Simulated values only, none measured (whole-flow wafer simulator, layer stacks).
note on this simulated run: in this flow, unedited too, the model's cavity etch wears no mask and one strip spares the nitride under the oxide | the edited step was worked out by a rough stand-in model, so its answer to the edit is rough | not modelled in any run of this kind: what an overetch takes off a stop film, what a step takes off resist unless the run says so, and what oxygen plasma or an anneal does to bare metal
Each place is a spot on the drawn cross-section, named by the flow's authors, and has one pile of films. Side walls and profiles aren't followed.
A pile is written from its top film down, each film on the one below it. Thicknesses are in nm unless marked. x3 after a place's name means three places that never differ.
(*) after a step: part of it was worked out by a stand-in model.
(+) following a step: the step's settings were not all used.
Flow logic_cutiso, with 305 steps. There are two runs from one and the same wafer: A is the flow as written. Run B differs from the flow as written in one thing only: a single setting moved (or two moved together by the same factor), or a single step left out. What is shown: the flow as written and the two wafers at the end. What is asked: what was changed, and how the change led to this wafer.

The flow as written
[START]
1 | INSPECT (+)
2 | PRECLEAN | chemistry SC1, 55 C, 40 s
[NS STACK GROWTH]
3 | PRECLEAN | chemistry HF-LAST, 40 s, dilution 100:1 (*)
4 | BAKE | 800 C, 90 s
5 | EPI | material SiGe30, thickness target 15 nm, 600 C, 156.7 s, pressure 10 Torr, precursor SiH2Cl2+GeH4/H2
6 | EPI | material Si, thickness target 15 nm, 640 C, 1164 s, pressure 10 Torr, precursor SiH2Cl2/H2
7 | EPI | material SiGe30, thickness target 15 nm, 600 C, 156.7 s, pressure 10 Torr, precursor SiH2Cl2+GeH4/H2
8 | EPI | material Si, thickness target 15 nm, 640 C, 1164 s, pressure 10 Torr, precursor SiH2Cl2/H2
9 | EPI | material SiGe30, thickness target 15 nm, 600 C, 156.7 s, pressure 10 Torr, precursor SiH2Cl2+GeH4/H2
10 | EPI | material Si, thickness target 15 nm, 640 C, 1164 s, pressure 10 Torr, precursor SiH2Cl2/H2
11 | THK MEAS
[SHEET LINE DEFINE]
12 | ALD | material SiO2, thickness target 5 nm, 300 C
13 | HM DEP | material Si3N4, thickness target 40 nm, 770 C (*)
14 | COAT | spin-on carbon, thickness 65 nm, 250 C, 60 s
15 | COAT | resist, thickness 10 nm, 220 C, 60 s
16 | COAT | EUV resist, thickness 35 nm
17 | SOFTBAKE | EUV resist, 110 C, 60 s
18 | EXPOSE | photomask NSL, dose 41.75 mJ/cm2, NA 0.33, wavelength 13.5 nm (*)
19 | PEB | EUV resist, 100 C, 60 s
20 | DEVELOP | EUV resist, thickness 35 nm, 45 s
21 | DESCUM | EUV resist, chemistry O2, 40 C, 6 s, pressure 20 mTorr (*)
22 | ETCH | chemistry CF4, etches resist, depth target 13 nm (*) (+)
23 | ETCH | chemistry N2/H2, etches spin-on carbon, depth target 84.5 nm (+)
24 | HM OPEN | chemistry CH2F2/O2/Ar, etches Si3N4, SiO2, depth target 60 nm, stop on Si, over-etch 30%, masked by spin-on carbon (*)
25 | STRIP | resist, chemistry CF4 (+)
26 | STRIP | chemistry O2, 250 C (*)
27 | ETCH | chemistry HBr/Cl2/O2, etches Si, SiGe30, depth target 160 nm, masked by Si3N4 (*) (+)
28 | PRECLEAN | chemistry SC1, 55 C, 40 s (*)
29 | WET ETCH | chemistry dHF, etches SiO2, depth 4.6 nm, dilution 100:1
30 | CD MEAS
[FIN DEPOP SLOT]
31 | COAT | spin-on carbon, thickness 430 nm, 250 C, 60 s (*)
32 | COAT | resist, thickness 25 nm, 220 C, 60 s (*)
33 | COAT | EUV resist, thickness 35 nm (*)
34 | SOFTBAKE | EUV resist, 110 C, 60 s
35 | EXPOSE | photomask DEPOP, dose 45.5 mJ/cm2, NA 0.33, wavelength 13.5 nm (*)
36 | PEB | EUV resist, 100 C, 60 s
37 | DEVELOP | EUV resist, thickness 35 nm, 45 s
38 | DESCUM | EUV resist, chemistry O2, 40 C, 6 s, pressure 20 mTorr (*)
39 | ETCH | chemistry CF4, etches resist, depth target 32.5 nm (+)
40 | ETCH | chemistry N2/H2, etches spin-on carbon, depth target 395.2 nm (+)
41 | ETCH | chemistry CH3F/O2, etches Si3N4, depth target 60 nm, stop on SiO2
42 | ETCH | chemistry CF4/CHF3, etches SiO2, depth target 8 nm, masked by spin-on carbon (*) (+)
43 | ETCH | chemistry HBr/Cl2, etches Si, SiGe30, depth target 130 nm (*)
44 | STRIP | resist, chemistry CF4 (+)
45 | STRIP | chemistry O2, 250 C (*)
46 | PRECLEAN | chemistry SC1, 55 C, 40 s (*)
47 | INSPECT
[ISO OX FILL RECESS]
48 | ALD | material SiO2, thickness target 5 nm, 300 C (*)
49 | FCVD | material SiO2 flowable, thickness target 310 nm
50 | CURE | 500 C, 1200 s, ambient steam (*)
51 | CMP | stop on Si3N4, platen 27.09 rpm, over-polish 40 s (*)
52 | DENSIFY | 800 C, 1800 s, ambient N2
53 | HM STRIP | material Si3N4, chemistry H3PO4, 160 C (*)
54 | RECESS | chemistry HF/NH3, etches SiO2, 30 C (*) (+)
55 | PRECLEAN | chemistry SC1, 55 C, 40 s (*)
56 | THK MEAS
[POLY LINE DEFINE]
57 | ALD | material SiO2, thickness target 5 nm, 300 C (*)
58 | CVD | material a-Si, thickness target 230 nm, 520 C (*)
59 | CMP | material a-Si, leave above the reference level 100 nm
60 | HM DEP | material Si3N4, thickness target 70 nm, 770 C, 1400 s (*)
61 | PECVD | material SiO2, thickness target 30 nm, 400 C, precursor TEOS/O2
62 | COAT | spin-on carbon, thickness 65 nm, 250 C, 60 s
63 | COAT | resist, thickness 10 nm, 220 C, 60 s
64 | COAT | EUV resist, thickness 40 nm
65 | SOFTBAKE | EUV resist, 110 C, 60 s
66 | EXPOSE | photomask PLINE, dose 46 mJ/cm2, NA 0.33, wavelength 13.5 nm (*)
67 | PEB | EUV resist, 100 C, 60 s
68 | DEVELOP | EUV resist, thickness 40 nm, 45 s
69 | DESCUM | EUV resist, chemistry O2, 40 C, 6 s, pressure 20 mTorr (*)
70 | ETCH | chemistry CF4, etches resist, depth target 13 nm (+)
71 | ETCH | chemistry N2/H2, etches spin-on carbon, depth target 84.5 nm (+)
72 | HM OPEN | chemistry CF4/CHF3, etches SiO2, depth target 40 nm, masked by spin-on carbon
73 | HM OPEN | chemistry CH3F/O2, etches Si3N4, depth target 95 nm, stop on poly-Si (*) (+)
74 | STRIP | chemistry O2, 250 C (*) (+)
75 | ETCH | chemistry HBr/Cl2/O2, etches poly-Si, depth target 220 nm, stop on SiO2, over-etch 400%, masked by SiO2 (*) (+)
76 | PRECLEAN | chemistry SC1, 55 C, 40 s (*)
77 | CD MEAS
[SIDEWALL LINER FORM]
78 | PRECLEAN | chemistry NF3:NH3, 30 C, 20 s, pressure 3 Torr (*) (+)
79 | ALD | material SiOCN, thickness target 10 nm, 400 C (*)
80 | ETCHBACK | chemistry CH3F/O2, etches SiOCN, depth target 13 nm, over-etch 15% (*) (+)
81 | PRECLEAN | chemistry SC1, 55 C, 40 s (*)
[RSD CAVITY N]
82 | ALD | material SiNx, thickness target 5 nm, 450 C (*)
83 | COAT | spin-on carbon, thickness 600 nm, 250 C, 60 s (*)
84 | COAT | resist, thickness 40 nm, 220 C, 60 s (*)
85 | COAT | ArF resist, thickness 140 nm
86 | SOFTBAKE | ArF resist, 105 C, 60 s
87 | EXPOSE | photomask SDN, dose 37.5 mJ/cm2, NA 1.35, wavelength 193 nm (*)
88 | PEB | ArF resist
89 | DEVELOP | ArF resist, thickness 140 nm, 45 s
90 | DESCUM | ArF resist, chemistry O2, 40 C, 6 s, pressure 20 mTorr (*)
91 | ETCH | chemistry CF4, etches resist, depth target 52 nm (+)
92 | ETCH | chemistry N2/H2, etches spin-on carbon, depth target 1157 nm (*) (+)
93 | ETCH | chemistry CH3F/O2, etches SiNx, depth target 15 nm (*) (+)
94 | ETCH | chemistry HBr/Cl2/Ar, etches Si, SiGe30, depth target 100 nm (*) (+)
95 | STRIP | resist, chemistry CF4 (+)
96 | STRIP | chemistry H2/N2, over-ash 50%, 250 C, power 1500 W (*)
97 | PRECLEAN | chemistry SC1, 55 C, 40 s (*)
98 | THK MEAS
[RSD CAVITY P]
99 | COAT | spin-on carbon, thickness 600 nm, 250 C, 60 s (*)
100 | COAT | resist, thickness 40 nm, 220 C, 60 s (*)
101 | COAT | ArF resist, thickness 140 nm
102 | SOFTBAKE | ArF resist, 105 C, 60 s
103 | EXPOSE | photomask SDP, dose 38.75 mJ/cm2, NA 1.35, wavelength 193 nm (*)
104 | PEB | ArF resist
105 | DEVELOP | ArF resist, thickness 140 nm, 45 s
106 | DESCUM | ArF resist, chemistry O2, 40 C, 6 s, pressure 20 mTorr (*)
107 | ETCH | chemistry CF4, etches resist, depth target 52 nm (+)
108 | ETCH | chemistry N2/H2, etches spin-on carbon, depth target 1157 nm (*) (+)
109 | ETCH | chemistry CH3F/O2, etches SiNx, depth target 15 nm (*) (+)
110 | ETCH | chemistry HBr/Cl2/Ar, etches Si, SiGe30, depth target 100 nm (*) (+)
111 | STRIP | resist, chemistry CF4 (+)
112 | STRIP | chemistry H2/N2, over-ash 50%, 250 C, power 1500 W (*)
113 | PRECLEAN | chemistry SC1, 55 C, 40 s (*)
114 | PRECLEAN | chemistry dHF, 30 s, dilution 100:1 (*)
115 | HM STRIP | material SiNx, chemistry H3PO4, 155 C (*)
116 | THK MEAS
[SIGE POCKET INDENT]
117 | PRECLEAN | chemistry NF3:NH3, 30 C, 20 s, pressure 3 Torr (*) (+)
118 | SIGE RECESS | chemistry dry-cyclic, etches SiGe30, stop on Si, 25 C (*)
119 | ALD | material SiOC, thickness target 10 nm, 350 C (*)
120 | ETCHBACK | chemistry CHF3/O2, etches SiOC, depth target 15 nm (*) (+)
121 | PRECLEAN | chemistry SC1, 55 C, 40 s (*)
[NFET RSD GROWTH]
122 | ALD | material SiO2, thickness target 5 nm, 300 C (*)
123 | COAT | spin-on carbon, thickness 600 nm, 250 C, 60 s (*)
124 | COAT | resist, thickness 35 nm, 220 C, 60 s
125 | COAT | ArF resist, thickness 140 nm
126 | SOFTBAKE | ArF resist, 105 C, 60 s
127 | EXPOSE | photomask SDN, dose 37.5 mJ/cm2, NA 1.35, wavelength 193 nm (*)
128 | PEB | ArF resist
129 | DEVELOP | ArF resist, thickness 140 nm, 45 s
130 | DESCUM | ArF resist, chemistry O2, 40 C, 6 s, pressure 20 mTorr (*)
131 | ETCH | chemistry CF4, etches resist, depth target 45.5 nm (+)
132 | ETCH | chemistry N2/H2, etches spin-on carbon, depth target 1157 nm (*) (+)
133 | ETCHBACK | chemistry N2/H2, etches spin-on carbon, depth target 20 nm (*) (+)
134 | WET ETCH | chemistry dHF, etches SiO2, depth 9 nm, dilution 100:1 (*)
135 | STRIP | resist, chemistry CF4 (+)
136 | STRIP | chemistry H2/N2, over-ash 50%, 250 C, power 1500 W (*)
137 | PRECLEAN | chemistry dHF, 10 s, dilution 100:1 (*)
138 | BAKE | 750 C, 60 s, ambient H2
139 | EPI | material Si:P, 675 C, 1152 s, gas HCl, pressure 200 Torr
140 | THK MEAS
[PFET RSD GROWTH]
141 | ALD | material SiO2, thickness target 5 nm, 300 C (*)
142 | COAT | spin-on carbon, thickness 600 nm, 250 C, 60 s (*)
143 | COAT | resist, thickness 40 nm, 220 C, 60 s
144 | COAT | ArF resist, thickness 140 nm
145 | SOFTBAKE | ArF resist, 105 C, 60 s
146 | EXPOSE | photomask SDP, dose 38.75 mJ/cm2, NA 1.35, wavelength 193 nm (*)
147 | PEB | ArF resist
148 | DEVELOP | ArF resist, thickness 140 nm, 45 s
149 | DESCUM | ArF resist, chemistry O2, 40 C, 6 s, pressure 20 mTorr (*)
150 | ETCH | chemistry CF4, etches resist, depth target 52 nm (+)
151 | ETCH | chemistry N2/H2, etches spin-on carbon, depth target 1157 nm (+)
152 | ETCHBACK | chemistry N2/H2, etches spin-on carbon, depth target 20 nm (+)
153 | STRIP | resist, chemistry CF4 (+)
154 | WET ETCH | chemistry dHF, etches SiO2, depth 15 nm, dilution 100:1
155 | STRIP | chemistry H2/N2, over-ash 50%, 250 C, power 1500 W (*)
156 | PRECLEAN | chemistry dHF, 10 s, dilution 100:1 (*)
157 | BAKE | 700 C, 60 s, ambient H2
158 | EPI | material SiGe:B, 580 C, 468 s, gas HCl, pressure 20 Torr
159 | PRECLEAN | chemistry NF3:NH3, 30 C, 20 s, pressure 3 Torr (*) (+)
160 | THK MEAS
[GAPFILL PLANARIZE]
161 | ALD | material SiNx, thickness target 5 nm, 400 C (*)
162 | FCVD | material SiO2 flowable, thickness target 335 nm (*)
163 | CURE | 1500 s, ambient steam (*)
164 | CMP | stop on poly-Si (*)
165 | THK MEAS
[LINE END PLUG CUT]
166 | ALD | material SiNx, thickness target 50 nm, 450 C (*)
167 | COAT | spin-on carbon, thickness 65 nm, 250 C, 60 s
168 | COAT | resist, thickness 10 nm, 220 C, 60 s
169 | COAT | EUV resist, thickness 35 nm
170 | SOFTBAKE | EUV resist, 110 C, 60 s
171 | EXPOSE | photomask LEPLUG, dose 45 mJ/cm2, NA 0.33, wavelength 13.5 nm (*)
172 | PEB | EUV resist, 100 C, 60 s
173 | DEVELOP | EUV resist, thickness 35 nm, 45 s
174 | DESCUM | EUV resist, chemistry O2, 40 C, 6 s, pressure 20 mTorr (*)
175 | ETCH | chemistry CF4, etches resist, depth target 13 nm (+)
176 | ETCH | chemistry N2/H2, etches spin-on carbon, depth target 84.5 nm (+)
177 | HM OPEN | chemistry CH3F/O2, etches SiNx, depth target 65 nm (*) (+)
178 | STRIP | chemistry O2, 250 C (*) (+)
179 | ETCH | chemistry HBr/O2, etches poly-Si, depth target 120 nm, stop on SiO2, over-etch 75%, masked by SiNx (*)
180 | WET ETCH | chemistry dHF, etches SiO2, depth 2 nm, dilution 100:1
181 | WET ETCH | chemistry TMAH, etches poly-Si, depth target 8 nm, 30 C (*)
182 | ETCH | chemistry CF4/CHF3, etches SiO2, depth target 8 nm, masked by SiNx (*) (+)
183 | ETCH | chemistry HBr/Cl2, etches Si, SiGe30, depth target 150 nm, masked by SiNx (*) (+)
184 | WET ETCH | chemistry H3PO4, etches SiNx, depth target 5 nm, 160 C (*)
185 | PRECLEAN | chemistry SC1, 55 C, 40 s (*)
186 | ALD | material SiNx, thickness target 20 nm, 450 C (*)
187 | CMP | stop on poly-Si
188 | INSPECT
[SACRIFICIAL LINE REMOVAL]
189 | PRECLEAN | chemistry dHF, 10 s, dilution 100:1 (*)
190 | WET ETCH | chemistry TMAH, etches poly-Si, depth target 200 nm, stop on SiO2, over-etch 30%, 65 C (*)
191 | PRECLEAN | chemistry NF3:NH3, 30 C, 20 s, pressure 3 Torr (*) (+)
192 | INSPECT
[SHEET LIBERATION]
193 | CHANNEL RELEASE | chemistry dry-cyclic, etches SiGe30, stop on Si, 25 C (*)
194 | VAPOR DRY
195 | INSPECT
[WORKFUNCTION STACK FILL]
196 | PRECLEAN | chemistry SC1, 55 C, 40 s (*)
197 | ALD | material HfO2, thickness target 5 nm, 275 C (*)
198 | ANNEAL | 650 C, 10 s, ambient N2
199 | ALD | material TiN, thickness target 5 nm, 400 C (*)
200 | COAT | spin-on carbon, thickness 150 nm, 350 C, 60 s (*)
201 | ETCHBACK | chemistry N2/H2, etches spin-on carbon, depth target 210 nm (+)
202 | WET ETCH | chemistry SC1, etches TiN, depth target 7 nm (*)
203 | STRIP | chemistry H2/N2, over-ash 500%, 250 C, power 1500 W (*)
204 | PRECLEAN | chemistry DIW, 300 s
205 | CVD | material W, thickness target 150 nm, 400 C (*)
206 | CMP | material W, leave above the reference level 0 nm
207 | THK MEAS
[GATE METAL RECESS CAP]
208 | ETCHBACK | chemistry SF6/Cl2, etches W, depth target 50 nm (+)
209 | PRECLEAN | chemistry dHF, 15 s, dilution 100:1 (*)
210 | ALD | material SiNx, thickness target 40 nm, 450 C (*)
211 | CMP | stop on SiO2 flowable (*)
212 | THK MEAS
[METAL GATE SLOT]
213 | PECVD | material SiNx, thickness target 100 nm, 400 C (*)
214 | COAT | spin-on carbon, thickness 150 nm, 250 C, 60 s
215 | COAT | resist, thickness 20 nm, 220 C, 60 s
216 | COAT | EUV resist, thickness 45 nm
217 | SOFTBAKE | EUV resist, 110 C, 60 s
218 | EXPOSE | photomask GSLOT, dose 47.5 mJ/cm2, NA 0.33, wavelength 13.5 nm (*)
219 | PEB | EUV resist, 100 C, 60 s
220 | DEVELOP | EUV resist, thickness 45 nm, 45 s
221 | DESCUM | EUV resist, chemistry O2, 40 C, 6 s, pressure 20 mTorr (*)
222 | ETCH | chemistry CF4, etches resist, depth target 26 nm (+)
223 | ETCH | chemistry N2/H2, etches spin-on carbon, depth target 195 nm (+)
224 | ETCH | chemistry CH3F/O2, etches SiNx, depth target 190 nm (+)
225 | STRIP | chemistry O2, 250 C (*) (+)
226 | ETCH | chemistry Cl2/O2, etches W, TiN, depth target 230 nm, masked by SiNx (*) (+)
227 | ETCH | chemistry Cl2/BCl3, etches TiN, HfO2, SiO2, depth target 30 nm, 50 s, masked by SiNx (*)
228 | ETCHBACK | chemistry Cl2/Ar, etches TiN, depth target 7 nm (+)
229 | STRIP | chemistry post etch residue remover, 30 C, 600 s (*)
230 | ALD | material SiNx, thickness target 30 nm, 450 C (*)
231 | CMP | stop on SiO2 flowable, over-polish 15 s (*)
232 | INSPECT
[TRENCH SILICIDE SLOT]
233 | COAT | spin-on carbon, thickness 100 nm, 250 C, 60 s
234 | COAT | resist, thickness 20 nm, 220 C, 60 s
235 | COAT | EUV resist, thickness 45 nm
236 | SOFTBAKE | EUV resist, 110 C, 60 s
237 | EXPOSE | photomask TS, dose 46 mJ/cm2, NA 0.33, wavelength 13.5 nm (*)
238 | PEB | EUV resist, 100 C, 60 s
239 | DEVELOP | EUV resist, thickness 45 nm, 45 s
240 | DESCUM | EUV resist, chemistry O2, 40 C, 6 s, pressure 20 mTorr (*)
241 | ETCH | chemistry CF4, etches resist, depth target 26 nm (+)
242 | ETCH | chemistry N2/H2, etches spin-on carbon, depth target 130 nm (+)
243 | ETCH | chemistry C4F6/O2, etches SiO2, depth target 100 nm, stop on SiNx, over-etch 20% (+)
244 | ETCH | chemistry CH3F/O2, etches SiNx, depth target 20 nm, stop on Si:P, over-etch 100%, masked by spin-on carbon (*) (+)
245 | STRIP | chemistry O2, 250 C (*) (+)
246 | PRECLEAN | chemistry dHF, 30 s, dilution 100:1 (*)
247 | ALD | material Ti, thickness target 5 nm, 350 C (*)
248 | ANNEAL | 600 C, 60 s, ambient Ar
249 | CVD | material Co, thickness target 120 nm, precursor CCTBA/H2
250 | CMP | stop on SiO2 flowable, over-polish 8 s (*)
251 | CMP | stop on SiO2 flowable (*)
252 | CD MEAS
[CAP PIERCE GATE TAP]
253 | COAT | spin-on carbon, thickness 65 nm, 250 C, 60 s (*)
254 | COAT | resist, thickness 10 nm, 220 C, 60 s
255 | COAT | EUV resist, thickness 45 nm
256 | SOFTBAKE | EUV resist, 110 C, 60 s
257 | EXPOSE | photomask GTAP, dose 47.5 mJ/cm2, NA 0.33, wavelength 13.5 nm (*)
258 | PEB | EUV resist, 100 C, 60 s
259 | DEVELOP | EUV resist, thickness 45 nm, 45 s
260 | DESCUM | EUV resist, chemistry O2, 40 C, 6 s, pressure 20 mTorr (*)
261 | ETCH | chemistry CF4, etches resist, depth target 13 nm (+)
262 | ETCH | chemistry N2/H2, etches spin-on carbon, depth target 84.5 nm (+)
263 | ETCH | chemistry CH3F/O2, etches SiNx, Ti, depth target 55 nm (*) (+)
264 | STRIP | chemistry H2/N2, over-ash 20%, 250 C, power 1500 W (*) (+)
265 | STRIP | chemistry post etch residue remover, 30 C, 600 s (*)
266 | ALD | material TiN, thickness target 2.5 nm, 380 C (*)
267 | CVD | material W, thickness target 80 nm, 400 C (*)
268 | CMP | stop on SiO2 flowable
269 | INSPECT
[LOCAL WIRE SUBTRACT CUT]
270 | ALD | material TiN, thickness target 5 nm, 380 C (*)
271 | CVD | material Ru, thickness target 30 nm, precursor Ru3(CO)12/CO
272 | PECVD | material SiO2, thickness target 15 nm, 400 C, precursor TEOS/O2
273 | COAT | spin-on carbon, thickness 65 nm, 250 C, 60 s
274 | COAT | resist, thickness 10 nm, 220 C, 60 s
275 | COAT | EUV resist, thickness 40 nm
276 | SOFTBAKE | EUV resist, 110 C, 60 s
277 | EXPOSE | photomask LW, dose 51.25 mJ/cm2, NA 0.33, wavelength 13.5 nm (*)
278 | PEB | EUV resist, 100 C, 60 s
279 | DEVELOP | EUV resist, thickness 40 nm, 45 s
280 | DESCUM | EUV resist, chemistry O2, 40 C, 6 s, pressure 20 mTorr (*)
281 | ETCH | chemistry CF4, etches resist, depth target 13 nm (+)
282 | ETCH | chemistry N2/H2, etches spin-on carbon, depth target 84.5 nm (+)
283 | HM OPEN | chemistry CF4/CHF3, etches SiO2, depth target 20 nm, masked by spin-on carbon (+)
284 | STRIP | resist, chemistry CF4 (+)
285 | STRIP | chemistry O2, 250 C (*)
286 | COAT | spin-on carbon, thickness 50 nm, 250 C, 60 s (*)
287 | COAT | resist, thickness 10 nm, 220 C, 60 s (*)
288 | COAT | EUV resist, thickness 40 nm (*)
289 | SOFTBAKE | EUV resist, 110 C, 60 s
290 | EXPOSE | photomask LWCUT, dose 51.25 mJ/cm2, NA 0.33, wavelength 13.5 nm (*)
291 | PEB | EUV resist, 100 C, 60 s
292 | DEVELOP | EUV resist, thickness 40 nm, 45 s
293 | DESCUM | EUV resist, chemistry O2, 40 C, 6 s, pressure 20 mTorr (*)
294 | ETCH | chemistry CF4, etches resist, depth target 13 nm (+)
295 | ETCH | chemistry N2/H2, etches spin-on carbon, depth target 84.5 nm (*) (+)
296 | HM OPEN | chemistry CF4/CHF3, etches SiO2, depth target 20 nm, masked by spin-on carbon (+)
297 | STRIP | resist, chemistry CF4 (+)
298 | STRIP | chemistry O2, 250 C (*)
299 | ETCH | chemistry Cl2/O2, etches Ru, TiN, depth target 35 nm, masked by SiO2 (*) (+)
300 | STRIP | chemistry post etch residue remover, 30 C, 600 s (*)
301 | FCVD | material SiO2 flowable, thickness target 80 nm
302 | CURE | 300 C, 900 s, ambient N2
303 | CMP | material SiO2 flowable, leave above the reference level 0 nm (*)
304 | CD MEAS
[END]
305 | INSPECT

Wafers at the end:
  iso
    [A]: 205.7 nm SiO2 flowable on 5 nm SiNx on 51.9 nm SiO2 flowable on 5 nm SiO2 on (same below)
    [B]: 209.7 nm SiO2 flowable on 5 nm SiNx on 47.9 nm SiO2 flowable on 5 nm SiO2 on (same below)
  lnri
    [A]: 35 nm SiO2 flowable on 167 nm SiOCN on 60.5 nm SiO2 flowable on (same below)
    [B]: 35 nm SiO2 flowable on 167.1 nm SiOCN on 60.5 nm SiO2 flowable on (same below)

The reason: step 119, ALD: thickness target 6 nm was run, whereas the flow has thickness target 10 nm.

The path from the change to this, step by step:
  119 | ALD | material SiOC, thickness target 10 nm, 350 C (*)
      depop, dpovl, gfld and 14 more: A SiOC gains 10 (new film) | B SiOC gains 6 (new film)
      lnr, lnrp, lnrt: A SiOC gains 10 (new film), SiOC gains 16 (new film), cavity loses 16 (all of it), SiOC gains 16 (new film), cavity loses 16 (all of it), SiOC gains 16 (new film), cavity loses 16 (all of it) | B SiOC gains 6 (new film), SiOC gains 16 (new film), cavity loses 16 (all of it), SiOC gains 16 (new film), cavity loses 16 (all of it), SiOC gains 16 (new film), cavity loses 16 (all of it)
      (and at 2 other places as well)
  120 | ETCHBACK | chemistry CHF3/O2, etches SiOC, depth target 15 nm (*) (+)
      gxn: A SiOC loses 11 (all of it), SiO2 loses 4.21 (all of it) | B SiOC loses 6 (all of it), SiO2 loses 4.21 (all of it), Si3N4 loses 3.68
      gxp: A SiOC loses 11 (all of it), SiO2 loses 4.25 (all of it) | B SiOC loses 6 (all of it), SiO2 loses 4.25 (all of it), Si3N4 loses 3.65
      (and at 20 other places as well)
  141 | ALD | material SiO2, thickness target 5 nm, 300 C (*)
      gxn: A SiO2 gains 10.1 (new film) | B SiO2 gains 11.9 (new film)
      gxp: A SiO2 gains 5 | B SiO2 gains 5.7
  153 | STRIP | resist, chemistry CF4 (+)
      gxp: A SiO2 loses 3.06 (all of it) | B SiO2 loses 3.9 (all of it)
  159 | PRECLEAN | chemistry NF3:NH3, 30 C, 20 s, pressure 3 Torr (*) (+)
      depop, dpovl, gfld, gxf, isow, ns, nsgap, plug: A SiO2 loses 7.43 | B SiO2 loses 7.56 (all of it)
  161 | ALD | material SiNx, thickness target 5 nm, 400 C (*)
      gxp: A SiNx gains 5 (new film) | B SiNx gains 5.73 (new film)
  164 | CMP | stop on poly-Si (*)
      depop, dpovl, isow, ns, nsgap: A SiO2 flowable loses 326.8 (all of it), SiNx loses 5 (all of it), SiO2 loses 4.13 (all of it), Si3N4 loses 70 (all of it) | B SiO2 flowable loses 326.8 (all of it), SiNx loses 5 (all of it), Si3N4 loses 70 (all of it)
      gfld, gxf: A SiO2 flowable loses 251.9 (all of it), SiNx loses 5 (all of it), SiO2 loses 4.13 (all of it), Si3N4 loses 70 (all of it) | B SiO2 flowable loses 254.2 (all of it), SiNx loses 5 (all of it), Si3N4 loses 70 (all of it)
      (and at 10 other places as well)
